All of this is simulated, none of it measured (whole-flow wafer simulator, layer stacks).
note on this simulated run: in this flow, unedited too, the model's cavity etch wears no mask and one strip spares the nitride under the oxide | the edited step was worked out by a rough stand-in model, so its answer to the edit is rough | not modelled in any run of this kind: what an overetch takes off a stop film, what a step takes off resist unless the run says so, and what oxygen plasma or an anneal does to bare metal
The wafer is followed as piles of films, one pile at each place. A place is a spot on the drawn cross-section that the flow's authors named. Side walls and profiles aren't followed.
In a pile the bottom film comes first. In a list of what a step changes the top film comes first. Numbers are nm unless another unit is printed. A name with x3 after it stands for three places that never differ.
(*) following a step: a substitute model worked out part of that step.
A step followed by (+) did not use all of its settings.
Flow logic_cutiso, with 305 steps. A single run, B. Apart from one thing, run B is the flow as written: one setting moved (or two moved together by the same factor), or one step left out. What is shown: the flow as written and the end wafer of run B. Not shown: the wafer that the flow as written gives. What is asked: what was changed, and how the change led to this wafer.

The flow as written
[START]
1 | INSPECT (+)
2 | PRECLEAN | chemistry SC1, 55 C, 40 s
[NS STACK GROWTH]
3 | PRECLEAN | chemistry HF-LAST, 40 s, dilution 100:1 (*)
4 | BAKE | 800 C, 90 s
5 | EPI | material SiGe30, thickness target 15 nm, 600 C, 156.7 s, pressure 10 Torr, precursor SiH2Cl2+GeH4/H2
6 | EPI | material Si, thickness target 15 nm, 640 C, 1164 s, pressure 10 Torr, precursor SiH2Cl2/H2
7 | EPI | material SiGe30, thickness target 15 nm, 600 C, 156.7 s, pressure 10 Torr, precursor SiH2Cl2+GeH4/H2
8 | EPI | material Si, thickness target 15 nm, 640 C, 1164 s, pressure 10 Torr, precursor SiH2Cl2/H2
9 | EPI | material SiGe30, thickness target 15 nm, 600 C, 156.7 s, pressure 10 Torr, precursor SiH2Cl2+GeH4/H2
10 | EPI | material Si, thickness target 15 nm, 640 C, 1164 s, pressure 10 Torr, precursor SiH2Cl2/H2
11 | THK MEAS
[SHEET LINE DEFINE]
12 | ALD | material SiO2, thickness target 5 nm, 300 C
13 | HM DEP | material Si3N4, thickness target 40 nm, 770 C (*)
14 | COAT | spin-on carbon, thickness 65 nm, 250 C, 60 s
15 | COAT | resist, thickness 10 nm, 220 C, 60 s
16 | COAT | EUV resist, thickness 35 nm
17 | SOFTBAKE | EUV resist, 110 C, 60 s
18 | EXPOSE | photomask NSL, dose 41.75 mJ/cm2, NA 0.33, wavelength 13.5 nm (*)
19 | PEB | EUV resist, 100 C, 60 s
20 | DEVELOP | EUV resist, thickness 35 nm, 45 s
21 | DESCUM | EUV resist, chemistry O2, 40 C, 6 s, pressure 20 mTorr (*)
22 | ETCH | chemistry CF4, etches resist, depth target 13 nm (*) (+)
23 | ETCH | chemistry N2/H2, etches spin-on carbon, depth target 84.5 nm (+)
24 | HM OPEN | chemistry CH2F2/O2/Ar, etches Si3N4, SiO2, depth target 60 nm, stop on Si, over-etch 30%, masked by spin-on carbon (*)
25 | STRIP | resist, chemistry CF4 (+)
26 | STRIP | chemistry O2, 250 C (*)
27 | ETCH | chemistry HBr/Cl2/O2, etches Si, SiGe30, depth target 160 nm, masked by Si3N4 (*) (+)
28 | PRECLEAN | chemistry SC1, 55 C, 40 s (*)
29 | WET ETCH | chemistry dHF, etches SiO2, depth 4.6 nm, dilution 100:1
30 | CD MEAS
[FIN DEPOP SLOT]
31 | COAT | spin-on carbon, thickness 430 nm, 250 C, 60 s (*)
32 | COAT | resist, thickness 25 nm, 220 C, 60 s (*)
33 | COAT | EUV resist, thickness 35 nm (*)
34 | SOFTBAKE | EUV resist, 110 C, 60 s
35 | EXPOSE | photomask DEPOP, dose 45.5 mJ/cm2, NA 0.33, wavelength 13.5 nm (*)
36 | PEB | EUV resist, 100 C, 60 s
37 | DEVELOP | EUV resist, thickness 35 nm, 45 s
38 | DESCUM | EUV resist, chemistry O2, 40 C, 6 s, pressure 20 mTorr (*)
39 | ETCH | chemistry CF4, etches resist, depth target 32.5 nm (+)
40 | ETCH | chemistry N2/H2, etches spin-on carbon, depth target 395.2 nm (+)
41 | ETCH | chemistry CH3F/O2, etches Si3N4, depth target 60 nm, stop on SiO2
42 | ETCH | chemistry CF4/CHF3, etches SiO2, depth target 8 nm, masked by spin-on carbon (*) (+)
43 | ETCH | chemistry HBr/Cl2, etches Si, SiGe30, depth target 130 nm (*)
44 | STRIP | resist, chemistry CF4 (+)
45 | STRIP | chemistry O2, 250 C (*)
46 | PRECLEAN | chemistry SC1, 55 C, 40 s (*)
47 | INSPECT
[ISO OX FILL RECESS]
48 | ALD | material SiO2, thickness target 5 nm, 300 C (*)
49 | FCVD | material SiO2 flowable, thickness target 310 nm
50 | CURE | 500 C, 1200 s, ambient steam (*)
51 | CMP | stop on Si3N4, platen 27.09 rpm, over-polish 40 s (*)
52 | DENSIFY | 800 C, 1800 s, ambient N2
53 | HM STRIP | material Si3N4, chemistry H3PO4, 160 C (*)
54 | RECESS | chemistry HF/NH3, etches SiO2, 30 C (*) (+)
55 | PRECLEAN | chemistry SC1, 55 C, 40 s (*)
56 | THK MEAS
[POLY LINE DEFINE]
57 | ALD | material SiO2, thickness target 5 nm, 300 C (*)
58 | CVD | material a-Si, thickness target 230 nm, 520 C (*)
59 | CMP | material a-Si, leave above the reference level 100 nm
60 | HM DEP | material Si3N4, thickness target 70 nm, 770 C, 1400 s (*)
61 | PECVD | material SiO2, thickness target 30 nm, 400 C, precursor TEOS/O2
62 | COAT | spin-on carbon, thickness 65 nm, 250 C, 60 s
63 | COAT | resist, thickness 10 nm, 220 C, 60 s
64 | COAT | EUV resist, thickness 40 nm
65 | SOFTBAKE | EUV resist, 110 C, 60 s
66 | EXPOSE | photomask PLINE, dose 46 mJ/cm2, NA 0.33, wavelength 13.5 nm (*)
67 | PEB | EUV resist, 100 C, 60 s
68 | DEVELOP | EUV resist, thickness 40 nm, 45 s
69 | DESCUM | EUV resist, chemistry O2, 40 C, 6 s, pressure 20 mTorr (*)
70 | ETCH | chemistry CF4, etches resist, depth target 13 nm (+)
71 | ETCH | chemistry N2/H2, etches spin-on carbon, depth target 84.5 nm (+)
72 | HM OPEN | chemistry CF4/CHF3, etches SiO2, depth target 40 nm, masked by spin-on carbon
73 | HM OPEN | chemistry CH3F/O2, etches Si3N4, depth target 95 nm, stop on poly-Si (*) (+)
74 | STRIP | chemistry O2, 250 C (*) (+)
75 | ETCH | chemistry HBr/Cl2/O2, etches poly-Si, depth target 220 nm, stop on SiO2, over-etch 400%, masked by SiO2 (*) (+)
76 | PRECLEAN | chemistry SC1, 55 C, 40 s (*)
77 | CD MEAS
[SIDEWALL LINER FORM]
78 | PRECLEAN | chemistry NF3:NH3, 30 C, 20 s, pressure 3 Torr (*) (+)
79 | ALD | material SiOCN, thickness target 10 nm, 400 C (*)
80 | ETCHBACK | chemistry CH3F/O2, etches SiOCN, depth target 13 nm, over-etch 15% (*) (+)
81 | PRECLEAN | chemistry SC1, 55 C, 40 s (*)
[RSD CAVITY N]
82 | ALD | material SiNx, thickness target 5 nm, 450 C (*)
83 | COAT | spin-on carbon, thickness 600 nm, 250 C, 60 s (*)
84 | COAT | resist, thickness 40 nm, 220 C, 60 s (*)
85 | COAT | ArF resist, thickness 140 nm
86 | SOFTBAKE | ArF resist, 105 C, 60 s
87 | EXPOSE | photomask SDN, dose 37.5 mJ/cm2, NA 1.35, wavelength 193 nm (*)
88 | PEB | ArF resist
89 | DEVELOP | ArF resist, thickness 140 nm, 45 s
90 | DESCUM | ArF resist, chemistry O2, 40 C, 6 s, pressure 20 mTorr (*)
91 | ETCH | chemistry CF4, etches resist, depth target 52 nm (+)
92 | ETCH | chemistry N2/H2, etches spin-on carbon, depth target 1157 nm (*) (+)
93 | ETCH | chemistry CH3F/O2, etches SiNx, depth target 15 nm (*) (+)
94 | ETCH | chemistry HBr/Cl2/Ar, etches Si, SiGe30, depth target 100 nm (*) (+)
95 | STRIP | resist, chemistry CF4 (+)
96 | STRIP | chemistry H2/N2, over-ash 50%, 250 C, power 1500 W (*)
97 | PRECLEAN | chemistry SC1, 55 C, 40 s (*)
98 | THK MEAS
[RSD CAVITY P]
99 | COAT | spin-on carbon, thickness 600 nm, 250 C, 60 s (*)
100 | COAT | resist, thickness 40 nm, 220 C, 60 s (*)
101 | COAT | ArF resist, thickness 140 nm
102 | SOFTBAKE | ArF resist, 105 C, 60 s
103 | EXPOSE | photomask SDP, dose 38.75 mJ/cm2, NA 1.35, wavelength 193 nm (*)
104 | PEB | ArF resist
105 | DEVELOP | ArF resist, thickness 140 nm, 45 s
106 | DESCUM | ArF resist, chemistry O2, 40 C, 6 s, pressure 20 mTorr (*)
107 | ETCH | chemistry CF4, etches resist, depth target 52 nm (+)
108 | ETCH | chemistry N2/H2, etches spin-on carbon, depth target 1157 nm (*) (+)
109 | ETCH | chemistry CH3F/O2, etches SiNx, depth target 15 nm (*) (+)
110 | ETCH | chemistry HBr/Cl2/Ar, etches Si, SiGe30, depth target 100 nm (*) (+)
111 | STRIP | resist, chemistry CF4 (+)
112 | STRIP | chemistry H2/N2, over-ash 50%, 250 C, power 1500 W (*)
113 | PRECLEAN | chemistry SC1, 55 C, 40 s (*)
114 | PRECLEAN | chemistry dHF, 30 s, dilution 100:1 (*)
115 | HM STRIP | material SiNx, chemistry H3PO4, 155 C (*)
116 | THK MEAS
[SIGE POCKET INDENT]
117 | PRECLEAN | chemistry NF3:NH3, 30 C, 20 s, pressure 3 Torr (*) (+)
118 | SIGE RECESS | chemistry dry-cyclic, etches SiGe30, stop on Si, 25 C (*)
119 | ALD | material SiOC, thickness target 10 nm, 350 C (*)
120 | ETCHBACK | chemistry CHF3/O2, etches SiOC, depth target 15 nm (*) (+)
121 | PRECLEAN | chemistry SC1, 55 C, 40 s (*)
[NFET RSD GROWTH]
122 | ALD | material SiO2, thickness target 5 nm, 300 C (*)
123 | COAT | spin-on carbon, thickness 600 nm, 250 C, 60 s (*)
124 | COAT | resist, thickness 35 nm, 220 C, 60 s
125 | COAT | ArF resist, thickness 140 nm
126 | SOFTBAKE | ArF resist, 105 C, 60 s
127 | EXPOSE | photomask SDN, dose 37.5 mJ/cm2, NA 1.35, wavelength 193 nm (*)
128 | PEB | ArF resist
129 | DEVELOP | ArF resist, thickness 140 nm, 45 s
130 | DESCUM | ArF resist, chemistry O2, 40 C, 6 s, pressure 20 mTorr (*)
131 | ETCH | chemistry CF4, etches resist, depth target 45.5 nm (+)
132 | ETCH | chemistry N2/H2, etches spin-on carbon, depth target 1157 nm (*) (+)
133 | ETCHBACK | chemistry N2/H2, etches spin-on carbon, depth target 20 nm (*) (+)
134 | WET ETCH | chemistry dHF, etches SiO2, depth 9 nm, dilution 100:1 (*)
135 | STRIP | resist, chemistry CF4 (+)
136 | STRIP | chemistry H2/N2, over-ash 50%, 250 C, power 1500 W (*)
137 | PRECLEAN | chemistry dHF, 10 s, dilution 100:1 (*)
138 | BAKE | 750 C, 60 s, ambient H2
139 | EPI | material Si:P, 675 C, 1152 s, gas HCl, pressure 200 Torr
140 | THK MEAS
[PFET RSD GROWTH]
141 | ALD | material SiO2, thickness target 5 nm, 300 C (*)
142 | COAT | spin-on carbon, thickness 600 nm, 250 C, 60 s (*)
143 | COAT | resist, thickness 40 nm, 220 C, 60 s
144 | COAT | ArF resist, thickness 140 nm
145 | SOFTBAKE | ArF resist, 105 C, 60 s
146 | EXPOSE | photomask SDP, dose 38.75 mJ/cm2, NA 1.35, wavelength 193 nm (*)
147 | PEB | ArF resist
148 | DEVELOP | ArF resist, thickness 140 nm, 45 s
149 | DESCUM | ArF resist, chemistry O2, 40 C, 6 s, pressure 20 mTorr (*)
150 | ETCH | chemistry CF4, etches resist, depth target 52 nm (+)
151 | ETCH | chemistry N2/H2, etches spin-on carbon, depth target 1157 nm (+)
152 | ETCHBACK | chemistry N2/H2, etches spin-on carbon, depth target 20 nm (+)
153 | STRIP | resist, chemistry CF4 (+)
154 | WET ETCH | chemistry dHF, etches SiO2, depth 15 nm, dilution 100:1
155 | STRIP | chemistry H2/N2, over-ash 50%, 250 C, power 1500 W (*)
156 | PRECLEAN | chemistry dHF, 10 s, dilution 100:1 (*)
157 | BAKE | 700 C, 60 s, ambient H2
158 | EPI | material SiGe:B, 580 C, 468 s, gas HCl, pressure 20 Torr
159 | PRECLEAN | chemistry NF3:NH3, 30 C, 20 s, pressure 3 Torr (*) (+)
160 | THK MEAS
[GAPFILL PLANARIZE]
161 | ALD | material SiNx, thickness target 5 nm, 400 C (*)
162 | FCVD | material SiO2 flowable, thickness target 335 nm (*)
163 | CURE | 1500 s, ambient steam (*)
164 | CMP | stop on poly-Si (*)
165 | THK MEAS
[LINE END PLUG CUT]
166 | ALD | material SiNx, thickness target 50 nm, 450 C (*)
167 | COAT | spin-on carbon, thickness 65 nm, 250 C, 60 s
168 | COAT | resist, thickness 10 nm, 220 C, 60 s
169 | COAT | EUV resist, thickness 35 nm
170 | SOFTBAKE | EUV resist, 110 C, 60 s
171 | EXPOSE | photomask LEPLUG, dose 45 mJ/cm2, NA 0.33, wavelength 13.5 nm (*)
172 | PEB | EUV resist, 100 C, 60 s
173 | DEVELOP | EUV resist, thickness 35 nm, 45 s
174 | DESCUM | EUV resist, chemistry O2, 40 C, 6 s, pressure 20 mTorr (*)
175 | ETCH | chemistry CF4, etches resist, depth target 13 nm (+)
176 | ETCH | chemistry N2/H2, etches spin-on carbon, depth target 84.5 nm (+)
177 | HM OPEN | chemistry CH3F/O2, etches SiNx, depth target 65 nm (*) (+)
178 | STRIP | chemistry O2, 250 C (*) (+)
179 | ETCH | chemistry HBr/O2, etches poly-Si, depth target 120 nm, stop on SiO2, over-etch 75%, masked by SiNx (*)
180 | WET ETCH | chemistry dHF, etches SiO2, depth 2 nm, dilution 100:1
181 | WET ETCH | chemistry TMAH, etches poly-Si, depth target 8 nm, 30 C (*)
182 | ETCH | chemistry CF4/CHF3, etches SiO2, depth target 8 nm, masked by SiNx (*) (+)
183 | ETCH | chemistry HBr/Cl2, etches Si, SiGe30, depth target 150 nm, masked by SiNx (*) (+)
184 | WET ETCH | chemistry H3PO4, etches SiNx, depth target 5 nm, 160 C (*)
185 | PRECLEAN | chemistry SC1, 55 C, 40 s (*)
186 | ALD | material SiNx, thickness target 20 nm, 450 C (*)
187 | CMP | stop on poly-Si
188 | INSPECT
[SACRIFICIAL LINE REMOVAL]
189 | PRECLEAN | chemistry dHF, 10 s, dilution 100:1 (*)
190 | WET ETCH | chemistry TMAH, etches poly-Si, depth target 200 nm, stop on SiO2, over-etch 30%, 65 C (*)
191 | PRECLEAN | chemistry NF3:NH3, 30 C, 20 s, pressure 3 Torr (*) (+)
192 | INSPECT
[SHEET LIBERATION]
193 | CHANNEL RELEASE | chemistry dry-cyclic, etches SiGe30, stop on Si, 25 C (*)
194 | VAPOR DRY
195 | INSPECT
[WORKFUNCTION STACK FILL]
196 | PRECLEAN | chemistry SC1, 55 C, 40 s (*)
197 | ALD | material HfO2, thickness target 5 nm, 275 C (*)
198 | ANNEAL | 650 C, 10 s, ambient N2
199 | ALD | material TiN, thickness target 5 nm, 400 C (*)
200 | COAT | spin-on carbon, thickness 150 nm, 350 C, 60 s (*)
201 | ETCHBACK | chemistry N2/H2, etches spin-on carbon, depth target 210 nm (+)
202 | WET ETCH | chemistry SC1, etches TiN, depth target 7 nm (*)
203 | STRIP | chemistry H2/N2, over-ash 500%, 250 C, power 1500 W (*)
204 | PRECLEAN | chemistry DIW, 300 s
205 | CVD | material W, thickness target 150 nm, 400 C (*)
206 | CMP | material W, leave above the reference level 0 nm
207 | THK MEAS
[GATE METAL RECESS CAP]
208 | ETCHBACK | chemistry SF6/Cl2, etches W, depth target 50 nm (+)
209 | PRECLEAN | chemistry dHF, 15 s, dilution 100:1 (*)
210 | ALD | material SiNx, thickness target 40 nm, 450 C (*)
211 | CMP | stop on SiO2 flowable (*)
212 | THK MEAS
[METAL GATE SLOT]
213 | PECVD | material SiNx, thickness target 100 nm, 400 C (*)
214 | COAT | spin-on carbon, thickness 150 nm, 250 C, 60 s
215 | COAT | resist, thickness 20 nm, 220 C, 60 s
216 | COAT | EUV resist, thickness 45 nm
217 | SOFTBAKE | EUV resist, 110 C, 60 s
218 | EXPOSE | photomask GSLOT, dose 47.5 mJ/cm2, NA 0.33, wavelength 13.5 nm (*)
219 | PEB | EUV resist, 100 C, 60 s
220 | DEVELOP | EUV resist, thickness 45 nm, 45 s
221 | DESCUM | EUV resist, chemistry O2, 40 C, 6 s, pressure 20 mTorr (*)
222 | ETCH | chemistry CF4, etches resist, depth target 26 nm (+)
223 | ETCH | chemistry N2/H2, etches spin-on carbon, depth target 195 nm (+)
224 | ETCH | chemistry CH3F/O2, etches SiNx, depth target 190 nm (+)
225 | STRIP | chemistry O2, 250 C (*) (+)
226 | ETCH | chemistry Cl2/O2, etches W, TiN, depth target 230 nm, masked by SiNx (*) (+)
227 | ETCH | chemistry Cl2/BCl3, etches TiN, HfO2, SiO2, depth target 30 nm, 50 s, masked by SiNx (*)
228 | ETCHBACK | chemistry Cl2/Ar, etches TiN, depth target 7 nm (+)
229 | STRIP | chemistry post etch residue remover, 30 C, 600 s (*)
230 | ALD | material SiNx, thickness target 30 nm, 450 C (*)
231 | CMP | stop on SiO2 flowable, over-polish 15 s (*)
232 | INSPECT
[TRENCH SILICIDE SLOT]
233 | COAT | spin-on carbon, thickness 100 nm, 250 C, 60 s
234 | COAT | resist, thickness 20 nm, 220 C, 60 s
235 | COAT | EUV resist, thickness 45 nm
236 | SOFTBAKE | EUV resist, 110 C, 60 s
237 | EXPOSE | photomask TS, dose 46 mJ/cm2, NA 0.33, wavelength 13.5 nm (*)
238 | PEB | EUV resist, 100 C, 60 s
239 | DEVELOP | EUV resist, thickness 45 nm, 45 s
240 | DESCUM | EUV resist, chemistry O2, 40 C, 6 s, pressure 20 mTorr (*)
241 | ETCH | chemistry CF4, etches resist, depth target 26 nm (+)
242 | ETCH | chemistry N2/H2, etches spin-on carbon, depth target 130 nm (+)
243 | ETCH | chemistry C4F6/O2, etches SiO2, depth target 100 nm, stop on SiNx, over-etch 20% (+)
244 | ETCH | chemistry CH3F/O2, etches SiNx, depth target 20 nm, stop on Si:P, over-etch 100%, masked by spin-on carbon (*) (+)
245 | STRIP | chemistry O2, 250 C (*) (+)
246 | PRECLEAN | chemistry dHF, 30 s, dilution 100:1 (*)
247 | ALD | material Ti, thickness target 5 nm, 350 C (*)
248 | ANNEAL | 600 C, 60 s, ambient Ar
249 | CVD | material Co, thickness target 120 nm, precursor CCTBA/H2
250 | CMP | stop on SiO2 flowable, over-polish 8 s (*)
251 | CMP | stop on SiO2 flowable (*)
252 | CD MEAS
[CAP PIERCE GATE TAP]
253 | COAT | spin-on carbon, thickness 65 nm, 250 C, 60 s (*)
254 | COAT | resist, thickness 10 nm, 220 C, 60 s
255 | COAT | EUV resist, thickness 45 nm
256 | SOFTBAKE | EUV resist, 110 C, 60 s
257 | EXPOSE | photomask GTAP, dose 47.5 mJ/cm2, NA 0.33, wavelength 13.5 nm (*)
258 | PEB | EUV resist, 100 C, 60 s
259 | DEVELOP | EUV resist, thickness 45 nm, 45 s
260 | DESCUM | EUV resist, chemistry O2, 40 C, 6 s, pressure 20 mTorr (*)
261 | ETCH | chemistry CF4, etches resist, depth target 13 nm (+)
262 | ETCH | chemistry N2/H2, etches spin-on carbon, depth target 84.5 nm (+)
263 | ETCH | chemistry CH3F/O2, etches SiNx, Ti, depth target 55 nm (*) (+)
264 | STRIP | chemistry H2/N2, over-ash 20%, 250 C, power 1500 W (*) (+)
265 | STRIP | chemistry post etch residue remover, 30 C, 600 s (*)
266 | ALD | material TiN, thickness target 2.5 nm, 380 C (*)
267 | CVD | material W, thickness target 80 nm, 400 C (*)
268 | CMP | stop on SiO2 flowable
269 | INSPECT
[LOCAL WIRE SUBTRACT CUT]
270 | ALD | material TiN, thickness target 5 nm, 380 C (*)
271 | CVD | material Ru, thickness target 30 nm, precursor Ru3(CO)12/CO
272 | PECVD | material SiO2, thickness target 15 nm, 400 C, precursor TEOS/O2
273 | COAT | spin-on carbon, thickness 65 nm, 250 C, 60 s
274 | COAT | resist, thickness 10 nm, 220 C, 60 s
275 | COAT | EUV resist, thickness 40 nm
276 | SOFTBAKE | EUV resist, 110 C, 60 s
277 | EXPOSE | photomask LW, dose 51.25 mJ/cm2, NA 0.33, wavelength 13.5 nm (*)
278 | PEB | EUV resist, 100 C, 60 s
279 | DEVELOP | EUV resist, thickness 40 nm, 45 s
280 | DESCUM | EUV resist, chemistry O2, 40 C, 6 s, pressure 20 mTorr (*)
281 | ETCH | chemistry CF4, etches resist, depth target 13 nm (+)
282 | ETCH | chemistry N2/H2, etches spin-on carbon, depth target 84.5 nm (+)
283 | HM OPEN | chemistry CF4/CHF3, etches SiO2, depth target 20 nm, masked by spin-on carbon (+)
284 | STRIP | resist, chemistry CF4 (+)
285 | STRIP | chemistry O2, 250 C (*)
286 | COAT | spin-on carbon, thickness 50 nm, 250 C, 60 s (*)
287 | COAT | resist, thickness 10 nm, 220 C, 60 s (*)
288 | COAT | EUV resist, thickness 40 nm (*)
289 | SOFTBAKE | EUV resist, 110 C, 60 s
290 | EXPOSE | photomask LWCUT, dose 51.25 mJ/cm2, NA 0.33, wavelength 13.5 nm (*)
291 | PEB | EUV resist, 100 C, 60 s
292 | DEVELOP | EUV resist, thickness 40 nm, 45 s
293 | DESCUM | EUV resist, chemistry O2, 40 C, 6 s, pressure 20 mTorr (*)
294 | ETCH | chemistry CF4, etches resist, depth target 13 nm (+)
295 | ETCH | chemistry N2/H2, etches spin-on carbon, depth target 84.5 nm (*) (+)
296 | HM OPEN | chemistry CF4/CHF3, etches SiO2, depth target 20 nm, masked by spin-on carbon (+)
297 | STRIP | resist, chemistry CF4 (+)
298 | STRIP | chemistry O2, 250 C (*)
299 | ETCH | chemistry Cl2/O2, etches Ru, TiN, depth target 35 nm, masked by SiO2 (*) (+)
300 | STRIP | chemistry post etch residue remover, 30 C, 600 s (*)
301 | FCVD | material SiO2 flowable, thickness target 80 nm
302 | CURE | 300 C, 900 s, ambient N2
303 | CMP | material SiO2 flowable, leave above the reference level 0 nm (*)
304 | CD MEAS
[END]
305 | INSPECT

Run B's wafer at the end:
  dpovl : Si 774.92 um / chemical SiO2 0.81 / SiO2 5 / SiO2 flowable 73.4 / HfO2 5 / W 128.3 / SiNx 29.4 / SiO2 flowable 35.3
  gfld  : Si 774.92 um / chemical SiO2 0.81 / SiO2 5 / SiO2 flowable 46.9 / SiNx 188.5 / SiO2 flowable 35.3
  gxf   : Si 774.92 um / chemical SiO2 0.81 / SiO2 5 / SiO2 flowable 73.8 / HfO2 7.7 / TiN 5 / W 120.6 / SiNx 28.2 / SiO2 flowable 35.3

Cause: step 27, ETCH: depth target 168 nm was run, while the flow as written has depth target 160 nm.

The path from the change to this, step by step:
  27 | ETCH | chemistry HBr/Cl2/O2, etches Si, SiGe30, depth target 160 nm, masked by Si3N4 (*) (+)
      depop, gl, glp and 12 more: Si3N4 loses 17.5 (in the flow as written it would be: Si3N4 loses 16.8)
      gfld, gxf, iso, lnri: chemical SiO2 loses 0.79 (all of it), Si loses 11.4 (all of it), SiGe30 loses 15 (all of it), Si loses 15 (all of it), SiGe30 loses 15 (all of it), Si loses 15 (all of it), SiGe30 loses 15 (all of it), Si loses 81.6 (in the flow as written it would be: chemical SiO2 loses 0.79 (all of it), Si loses 11.4 (all of it), SiGe30 loses 15 (all of it), Si loses 15 (all of it), SiGe30 loses 15 (all of it), Si loses 15 (all of it), SiGe30 loses 15 (all of it), Si loses 73.6)
      (as well as at 3 more places)
  41 | ETCH | chemistry CH3F/O2, etches Si3N4, depth target 60 nm, stop on SiO2
      depop: Si3N4 loses 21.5 (all of it), SiO2 loses 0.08 (in the flow as written it would be: Si3N4 loses 22.2 (all of it), SiO2 loses 0.08)
  42 | ETCH | chemistry CF4/CHF3, etches SiO2, depth target 8 nm, masked by spin-on carbon (*) (+)
      iso: resist loses 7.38 (in the flow as written it would be: resist loses 7.65 (all of it))
  43 | ETCH | chemistry HBr/Cl2, etches Si, SiGe30, depth target 130 nm (*)
      iso: resist loses 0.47 (all of it), spin-on carbon loses 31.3 (in the flow as written it would be: spin-on carbon loses 32)
  45 | STRIP | chemistry O2, 250 C (*)
      dpovl: chemical SiO2 gains 0.82 (new film), spin-on carbon loses 62.5 (all of it), Si loses 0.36 (in the flow as written it would be: chemical SiO2 gains 0.82 (new film), spin-on carbon loses 59.3 (all of it), Si loses 0.36)
  53 | HM STRIP | material Si3N4, chemistry H3PO4, 160 C (*)
      gl, glp, gxn and 11 more: Si3N4 loses 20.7 (all of it), SiO2 loses 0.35 (in the flow as written it would be: Si3N4 loses 21.4 (all of it), SiO2 loses 0.36)
